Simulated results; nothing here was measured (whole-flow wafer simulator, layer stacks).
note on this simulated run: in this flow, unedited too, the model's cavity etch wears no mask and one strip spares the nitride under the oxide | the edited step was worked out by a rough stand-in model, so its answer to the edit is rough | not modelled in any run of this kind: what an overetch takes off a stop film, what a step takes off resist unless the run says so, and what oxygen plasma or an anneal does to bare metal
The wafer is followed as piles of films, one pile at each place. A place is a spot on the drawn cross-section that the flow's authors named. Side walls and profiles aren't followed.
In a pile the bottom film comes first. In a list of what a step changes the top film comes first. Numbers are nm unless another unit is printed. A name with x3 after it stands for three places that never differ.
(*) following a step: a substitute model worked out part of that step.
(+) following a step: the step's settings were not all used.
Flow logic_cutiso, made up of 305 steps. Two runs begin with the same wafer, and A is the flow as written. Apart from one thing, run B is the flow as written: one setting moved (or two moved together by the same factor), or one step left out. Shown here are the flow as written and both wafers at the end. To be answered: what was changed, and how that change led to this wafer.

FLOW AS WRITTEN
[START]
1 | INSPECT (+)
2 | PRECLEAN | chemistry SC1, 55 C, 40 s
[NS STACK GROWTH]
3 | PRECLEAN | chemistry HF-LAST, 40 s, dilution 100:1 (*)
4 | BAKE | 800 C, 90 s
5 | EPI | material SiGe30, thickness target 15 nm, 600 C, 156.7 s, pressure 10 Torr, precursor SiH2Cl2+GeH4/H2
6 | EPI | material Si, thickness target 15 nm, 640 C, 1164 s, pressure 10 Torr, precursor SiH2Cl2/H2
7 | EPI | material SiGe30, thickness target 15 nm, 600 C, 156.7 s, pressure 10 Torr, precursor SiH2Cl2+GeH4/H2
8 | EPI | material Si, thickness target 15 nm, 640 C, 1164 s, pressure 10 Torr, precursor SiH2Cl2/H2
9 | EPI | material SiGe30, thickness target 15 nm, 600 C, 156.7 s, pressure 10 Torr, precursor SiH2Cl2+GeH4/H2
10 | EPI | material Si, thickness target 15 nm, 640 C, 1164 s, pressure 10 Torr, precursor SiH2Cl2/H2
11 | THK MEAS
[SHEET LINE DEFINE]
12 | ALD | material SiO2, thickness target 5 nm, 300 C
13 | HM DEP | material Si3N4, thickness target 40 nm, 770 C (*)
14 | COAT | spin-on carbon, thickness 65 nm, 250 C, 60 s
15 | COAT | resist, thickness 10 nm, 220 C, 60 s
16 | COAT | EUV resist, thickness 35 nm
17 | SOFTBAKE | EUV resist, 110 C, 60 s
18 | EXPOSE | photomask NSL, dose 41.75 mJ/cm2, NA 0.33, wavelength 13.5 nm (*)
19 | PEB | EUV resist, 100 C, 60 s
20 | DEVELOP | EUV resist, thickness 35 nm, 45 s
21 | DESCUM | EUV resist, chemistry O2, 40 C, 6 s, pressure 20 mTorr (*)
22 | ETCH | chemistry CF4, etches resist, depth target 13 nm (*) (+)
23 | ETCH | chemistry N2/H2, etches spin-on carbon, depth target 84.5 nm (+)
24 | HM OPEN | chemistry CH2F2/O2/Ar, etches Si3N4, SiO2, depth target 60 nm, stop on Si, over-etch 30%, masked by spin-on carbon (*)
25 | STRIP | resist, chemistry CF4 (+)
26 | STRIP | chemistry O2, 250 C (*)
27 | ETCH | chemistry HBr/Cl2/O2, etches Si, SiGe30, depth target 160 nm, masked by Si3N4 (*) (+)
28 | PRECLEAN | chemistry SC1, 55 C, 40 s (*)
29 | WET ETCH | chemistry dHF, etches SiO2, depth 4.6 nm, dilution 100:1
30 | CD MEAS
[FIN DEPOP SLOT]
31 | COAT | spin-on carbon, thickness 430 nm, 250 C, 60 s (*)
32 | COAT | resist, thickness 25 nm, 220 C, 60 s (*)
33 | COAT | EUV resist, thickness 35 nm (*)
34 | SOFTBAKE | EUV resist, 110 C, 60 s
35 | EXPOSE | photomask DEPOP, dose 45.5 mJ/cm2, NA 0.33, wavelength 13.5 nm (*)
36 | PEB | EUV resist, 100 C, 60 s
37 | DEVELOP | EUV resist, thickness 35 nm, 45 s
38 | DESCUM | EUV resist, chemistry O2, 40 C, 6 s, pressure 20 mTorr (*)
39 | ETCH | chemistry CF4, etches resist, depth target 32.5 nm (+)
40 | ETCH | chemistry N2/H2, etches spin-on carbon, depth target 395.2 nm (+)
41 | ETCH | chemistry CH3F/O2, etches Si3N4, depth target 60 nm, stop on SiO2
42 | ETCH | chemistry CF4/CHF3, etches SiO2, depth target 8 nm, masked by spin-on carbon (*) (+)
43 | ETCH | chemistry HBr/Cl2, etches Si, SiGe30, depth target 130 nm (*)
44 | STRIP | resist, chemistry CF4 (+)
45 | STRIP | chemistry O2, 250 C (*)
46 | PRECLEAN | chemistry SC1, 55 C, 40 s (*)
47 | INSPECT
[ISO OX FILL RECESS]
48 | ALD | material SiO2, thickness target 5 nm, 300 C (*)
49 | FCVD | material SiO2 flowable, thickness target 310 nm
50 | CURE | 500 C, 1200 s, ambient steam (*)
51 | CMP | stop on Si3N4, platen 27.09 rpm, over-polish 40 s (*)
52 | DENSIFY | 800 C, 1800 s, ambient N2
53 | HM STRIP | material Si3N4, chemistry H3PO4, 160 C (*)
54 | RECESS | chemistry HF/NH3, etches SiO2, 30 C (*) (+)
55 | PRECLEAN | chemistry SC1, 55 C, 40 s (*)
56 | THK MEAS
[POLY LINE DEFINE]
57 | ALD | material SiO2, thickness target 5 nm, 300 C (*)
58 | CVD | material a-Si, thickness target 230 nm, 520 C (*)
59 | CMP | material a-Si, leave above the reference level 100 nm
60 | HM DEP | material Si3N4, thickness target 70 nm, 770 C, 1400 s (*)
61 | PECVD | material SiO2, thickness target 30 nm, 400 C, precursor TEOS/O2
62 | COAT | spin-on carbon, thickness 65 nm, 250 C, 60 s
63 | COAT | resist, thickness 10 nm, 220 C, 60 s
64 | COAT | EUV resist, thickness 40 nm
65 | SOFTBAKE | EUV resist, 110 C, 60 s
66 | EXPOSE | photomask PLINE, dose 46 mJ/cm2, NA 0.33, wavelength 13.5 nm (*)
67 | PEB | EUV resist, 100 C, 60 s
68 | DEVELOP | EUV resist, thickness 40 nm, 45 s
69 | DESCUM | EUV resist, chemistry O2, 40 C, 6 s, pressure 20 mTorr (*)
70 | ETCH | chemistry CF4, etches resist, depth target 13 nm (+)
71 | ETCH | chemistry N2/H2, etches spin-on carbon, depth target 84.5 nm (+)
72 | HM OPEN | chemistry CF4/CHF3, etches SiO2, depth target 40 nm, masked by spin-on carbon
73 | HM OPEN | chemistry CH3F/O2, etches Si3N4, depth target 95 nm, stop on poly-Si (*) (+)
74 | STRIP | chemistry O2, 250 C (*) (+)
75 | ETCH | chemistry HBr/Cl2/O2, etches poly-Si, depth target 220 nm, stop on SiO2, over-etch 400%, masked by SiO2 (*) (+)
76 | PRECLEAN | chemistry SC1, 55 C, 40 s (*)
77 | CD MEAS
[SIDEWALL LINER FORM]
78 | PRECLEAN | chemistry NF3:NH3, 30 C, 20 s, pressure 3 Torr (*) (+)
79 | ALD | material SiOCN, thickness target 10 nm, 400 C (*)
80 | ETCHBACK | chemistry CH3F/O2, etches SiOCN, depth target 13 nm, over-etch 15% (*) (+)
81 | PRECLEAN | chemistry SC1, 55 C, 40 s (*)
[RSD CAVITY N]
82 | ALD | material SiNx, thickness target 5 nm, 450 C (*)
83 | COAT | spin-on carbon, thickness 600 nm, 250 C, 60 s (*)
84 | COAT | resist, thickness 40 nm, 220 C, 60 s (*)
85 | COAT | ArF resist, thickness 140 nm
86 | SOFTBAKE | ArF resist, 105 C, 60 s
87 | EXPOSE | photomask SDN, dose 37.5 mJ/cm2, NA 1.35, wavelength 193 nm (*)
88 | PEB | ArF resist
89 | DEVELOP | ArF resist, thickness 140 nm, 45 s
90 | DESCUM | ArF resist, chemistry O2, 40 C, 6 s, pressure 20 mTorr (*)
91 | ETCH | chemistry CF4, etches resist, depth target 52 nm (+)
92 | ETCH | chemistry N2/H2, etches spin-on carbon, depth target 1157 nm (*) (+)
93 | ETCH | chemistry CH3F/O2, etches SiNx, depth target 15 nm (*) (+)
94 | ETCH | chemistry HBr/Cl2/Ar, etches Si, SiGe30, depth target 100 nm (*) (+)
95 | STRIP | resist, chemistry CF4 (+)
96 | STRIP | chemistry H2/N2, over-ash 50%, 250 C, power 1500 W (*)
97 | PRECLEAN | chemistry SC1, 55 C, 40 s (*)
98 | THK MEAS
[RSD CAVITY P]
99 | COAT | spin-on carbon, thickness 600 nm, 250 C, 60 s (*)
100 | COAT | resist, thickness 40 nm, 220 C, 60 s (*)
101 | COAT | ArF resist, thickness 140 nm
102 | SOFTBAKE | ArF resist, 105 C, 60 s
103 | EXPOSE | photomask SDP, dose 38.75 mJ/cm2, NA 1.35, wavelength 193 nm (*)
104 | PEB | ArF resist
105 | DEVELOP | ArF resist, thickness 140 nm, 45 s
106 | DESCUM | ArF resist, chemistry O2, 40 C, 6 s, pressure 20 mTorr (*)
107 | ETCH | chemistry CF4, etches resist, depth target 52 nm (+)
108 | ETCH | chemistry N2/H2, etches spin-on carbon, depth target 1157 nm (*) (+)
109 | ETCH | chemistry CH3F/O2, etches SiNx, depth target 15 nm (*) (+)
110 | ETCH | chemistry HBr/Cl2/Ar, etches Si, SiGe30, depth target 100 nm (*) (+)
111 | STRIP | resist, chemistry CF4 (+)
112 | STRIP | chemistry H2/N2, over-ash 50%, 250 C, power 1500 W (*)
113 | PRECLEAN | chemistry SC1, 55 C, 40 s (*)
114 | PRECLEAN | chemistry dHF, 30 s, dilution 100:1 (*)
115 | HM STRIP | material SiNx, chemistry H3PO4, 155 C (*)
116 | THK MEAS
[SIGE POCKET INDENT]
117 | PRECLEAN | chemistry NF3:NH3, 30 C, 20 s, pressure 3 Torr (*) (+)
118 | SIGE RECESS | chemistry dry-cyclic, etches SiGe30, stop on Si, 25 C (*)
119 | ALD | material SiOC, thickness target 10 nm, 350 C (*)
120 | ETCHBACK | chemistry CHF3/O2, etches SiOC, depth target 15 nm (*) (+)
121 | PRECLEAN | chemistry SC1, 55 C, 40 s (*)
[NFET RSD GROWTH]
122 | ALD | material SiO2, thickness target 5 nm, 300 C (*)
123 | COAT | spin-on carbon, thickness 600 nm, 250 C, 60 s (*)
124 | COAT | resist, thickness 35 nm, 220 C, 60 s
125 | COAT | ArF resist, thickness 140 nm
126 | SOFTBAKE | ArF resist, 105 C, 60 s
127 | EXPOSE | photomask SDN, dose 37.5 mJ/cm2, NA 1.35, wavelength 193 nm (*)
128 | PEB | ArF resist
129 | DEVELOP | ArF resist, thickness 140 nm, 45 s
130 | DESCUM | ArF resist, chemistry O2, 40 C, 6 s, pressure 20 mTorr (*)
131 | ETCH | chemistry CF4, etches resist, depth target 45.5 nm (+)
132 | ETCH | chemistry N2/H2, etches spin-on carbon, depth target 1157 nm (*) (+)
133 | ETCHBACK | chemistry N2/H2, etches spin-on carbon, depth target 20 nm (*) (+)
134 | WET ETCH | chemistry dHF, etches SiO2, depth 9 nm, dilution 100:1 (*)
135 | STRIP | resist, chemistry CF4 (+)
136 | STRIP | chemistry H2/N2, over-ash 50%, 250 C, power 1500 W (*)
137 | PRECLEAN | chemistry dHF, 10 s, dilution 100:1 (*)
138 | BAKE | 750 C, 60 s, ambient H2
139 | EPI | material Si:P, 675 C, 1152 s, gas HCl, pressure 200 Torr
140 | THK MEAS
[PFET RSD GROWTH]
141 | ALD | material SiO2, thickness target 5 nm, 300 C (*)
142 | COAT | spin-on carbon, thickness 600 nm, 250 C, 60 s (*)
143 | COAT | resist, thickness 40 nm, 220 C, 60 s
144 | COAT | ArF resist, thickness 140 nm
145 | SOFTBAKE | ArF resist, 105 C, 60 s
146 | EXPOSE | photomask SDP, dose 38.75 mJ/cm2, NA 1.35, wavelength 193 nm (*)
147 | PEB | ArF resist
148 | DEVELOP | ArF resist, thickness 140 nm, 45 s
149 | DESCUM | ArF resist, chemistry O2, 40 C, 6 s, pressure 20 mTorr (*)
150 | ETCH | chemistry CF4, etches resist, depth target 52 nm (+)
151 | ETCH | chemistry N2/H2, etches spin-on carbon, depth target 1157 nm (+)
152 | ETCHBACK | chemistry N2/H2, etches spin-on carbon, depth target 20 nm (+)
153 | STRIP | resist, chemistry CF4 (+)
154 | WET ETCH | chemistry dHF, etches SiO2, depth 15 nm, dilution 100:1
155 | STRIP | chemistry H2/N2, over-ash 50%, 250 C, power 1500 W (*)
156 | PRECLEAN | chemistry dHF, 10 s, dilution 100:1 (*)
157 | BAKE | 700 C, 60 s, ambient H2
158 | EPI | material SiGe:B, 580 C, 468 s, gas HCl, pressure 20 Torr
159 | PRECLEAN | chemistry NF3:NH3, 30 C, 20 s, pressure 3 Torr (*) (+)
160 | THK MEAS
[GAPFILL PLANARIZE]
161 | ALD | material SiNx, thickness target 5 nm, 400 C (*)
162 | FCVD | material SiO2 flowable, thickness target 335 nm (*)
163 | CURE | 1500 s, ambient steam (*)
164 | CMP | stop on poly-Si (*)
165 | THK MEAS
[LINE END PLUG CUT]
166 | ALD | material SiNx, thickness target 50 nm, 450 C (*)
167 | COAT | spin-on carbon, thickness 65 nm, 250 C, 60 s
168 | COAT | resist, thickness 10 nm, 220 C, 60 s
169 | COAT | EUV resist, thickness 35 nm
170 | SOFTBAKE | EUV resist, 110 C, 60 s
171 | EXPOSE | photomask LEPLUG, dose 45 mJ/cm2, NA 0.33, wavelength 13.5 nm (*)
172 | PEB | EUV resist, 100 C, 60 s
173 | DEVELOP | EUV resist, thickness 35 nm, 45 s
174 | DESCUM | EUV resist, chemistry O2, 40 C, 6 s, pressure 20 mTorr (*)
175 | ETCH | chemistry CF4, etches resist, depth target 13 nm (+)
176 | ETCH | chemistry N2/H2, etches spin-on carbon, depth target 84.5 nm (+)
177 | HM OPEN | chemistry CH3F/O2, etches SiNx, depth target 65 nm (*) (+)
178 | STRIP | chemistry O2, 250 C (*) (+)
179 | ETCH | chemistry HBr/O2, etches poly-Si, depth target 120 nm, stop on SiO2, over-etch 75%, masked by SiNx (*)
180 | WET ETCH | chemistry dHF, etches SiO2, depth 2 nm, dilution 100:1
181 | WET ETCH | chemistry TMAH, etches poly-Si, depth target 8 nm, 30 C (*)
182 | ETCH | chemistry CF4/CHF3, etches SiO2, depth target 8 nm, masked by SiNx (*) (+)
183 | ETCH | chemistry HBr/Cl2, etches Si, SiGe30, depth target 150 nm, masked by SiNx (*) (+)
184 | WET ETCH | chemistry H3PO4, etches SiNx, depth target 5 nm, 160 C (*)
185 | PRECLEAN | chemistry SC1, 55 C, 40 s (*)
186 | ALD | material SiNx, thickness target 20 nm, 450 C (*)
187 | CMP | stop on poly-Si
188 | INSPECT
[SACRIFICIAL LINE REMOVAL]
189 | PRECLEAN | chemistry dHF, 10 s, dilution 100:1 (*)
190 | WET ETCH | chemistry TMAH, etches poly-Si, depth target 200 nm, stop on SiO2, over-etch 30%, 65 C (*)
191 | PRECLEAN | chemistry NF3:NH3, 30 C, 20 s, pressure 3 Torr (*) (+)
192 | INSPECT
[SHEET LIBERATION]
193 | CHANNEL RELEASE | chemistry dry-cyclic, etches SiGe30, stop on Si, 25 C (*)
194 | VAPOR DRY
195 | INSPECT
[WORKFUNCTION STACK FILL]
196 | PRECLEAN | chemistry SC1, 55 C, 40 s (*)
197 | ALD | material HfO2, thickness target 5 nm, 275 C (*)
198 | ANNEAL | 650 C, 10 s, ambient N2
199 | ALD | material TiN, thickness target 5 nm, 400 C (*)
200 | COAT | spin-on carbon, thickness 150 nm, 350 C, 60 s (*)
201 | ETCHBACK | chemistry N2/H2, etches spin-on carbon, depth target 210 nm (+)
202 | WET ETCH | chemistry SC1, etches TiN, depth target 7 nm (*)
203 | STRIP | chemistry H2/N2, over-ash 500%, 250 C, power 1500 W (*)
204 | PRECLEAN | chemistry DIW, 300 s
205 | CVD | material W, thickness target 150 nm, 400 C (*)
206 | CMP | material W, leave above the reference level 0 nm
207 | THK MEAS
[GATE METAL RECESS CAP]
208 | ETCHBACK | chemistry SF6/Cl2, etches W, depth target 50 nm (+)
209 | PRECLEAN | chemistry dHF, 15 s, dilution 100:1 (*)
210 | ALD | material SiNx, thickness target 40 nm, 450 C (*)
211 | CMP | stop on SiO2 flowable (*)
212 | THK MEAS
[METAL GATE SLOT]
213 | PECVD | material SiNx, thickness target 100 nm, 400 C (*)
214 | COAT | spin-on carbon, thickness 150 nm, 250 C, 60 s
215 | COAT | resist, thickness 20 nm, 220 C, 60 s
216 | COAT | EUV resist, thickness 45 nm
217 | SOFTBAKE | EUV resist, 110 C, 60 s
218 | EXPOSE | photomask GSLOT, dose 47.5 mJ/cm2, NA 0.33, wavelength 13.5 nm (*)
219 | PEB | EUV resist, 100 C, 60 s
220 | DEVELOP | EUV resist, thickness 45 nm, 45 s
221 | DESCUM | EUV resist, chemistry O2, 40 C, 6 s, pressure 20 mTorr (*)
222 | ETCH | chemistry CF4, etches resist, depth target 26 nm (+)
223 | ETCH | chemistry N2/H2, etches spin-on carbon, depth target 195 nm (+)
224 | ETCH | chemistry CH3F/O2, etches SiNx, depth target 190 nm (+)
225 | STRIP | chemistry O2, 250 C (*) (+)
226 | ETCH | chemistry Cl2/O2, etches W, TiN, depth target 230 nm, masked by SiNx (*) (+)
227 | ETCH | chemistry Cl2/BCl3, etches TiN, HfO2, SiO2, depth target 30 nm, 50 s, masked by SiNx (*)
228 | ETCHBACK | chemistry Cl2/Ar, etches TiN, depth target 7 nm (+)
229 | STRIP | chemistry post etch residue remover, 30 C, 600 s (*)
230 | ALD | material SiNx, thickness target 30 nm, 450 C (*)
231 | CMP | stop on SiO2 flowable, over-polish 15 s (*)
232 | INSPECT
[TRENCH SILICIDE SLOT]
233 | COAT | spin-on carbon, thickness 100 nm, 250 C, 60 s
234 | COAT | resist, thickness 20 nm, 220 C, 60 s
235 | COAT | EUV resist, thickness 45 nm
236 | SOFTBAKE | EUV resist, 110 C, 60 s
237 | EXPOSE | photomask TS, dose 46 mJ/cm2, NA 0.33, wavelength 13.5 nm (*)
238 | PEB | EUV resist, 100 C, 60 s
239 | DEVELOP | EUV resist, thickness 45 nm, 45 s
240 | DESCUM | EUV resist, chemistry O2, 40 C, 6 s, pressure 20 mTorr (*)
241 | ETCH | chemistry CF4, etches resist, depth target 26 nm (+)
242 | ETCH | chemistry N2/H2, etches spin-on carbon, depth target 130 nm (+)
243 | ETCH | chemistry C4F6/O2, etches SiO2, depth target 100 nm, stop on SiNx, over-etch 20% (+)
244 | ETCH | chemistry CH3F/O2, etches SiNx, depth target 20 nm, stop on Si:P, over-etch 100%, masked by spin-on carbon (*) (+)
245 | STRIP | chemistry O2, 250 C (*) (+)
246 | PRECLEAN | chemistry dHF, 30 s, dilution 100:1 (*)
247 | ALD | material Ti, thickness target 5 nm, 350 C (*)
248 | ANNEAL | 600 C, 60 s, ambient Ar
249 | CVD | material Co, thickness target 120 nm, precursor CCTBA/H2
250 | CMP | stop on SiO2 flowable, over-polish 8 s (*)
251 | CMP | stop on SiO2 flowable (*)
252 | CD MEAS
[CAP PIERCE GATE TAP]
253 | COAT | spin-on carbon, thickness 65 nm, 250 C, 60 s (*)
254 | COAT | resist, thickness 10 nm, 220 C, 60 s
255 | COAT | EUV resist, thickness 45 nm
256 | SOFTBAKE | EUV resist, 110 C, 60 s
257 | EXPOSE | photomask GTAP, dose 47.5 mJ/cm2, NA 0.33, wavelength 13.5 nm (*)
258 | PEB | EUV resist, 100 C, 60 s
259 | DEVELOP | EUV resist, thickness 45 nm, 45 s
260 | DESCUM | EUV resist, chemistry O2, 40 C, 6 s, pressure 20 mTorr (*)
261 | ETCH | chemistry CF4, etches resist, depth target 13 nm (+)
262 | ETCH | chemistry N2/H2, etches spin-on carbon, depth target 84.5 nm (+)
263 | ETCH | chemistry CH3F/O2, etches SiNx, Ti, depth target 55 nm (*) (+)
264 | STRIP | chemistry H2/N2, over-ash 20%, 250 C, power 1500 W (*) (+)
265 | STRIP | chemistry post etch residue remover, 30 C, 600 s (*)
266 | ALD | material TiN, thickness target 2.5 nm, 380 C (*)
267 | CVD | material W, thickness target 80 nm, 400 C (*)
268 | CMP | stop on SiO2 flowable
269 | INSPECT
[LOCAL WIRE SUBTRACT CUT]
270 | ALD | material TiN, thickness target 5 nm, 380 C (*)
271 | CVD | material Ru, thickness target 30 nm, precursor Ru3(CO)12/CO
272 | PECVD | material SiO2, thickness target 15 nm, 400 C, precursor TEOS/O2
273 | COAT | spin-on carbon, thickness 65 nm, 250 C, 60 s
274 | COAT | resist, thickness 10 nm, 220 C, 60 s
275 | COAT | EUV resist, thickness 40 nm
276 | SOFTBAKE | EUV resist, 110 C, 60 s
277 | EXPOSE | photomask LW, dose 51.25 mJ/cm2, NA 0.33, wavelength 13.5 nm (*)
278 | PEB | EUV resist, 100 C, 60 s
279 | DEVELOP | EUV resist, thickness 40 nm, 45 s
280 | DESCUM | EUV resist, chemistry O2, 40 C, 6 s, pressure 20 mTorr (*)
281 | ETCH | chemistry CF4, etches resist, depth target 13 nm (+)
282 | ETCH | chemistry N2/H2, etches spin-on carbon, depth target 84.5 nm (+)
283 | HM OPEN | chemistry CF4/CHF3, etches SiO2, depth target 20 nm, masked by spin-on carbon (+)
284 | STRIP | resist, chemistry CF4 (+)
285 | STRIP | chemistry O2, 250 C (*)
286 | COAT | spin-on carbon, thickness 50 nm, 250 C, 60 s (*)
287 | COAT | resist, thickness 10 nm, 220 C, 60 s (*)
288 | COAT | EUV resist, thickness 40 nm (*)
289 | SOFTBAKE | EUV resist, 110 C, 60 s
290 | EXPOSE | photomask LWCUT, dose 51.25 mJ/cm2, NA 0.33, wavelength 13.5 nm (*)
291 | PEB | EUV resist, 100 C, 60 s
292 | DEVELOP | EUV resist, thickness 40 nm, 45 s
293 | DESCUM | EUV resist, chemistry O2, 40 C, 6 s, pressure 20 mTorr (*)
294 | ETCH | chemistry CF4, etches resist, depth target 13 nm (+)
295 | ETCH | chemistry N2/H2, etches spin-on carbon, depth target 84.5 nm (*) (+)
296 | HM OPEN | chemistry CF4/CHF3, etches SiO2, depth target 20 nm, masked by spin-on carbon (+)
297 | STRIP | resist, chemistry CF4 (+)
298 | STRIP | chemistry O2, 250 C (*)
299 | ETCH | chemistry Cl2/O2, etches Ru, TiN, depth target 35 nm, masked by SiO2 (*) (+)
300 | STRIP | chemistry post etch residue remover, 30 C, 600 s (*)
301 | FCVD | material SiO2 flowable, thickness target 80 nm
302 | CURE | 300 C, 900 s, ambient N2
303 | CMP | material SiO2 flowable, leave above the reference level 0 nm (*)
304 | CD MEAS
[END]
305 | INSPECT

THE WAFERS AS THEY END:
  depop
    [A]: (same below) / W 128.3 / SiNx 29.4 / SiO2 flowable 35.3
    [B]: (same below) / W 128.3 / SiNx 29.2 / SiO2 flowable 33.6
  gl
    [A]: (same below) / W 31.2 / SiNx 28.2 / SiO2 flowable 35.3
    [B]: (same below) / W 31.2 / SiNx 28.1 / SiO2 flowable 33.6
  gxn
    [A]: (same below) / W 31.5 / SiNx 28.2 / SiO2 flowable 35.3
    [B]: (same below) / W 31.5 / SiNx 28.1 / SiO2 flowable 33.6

The reason: step 270, ALD: thickness target 3.2 nm was run, though the flow has thickness target 5 nm.

The path from the change to this, step by step:
  270 | ALD | material TiN, thickness target 5 nm, 380 C (*)
      depop, dpovl, gfld and 19 more: A +5 TiN (new film) | B +3.2 TiN (new film)
  299 | ETCH | chemistry Cl2/O2, etches Ru, TiN, depth target 35 nm, masked by SiO2 (*) (+)
      depop, dpovl, gfld and 9 more: A -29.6 Ru (all of it), -5 TiN (all of it) | B -29.6 Ru (all of it), -3.2 TiN (all of it), -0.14 SiNx
      iso, rsdx: A -29.6 Ru (all of it), -5 TiN (all of it) | B -29.6 Ru (all of it), -3.2 TiN (all of it), -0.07 SiO2 flowable
      (and at 4 other places as well)
  301 | FCVD | material SiO2 flowable, thickness target 80 nm
      lnrt, rsdn, rsdp, tap: A +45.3 SiO2 flowable (new film) | B +46.6 SiO2 flowable (new film)
  303 | CMP | material SiO2 flowable, leave above the reference level 0 nm (*)
      depop, dpovl, isow, ns, nsgap: A -44.7 SiO2 flowable | B -46.4 SiO2 flowable
      lnrt, rsdn, rsdp, tap: A -45.3 SiO2 flowable (all of it), -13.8 SiO2 (all of it) | B -46.5 SiO2 flowable (all of it), -13.8 SiO2 (all of it)
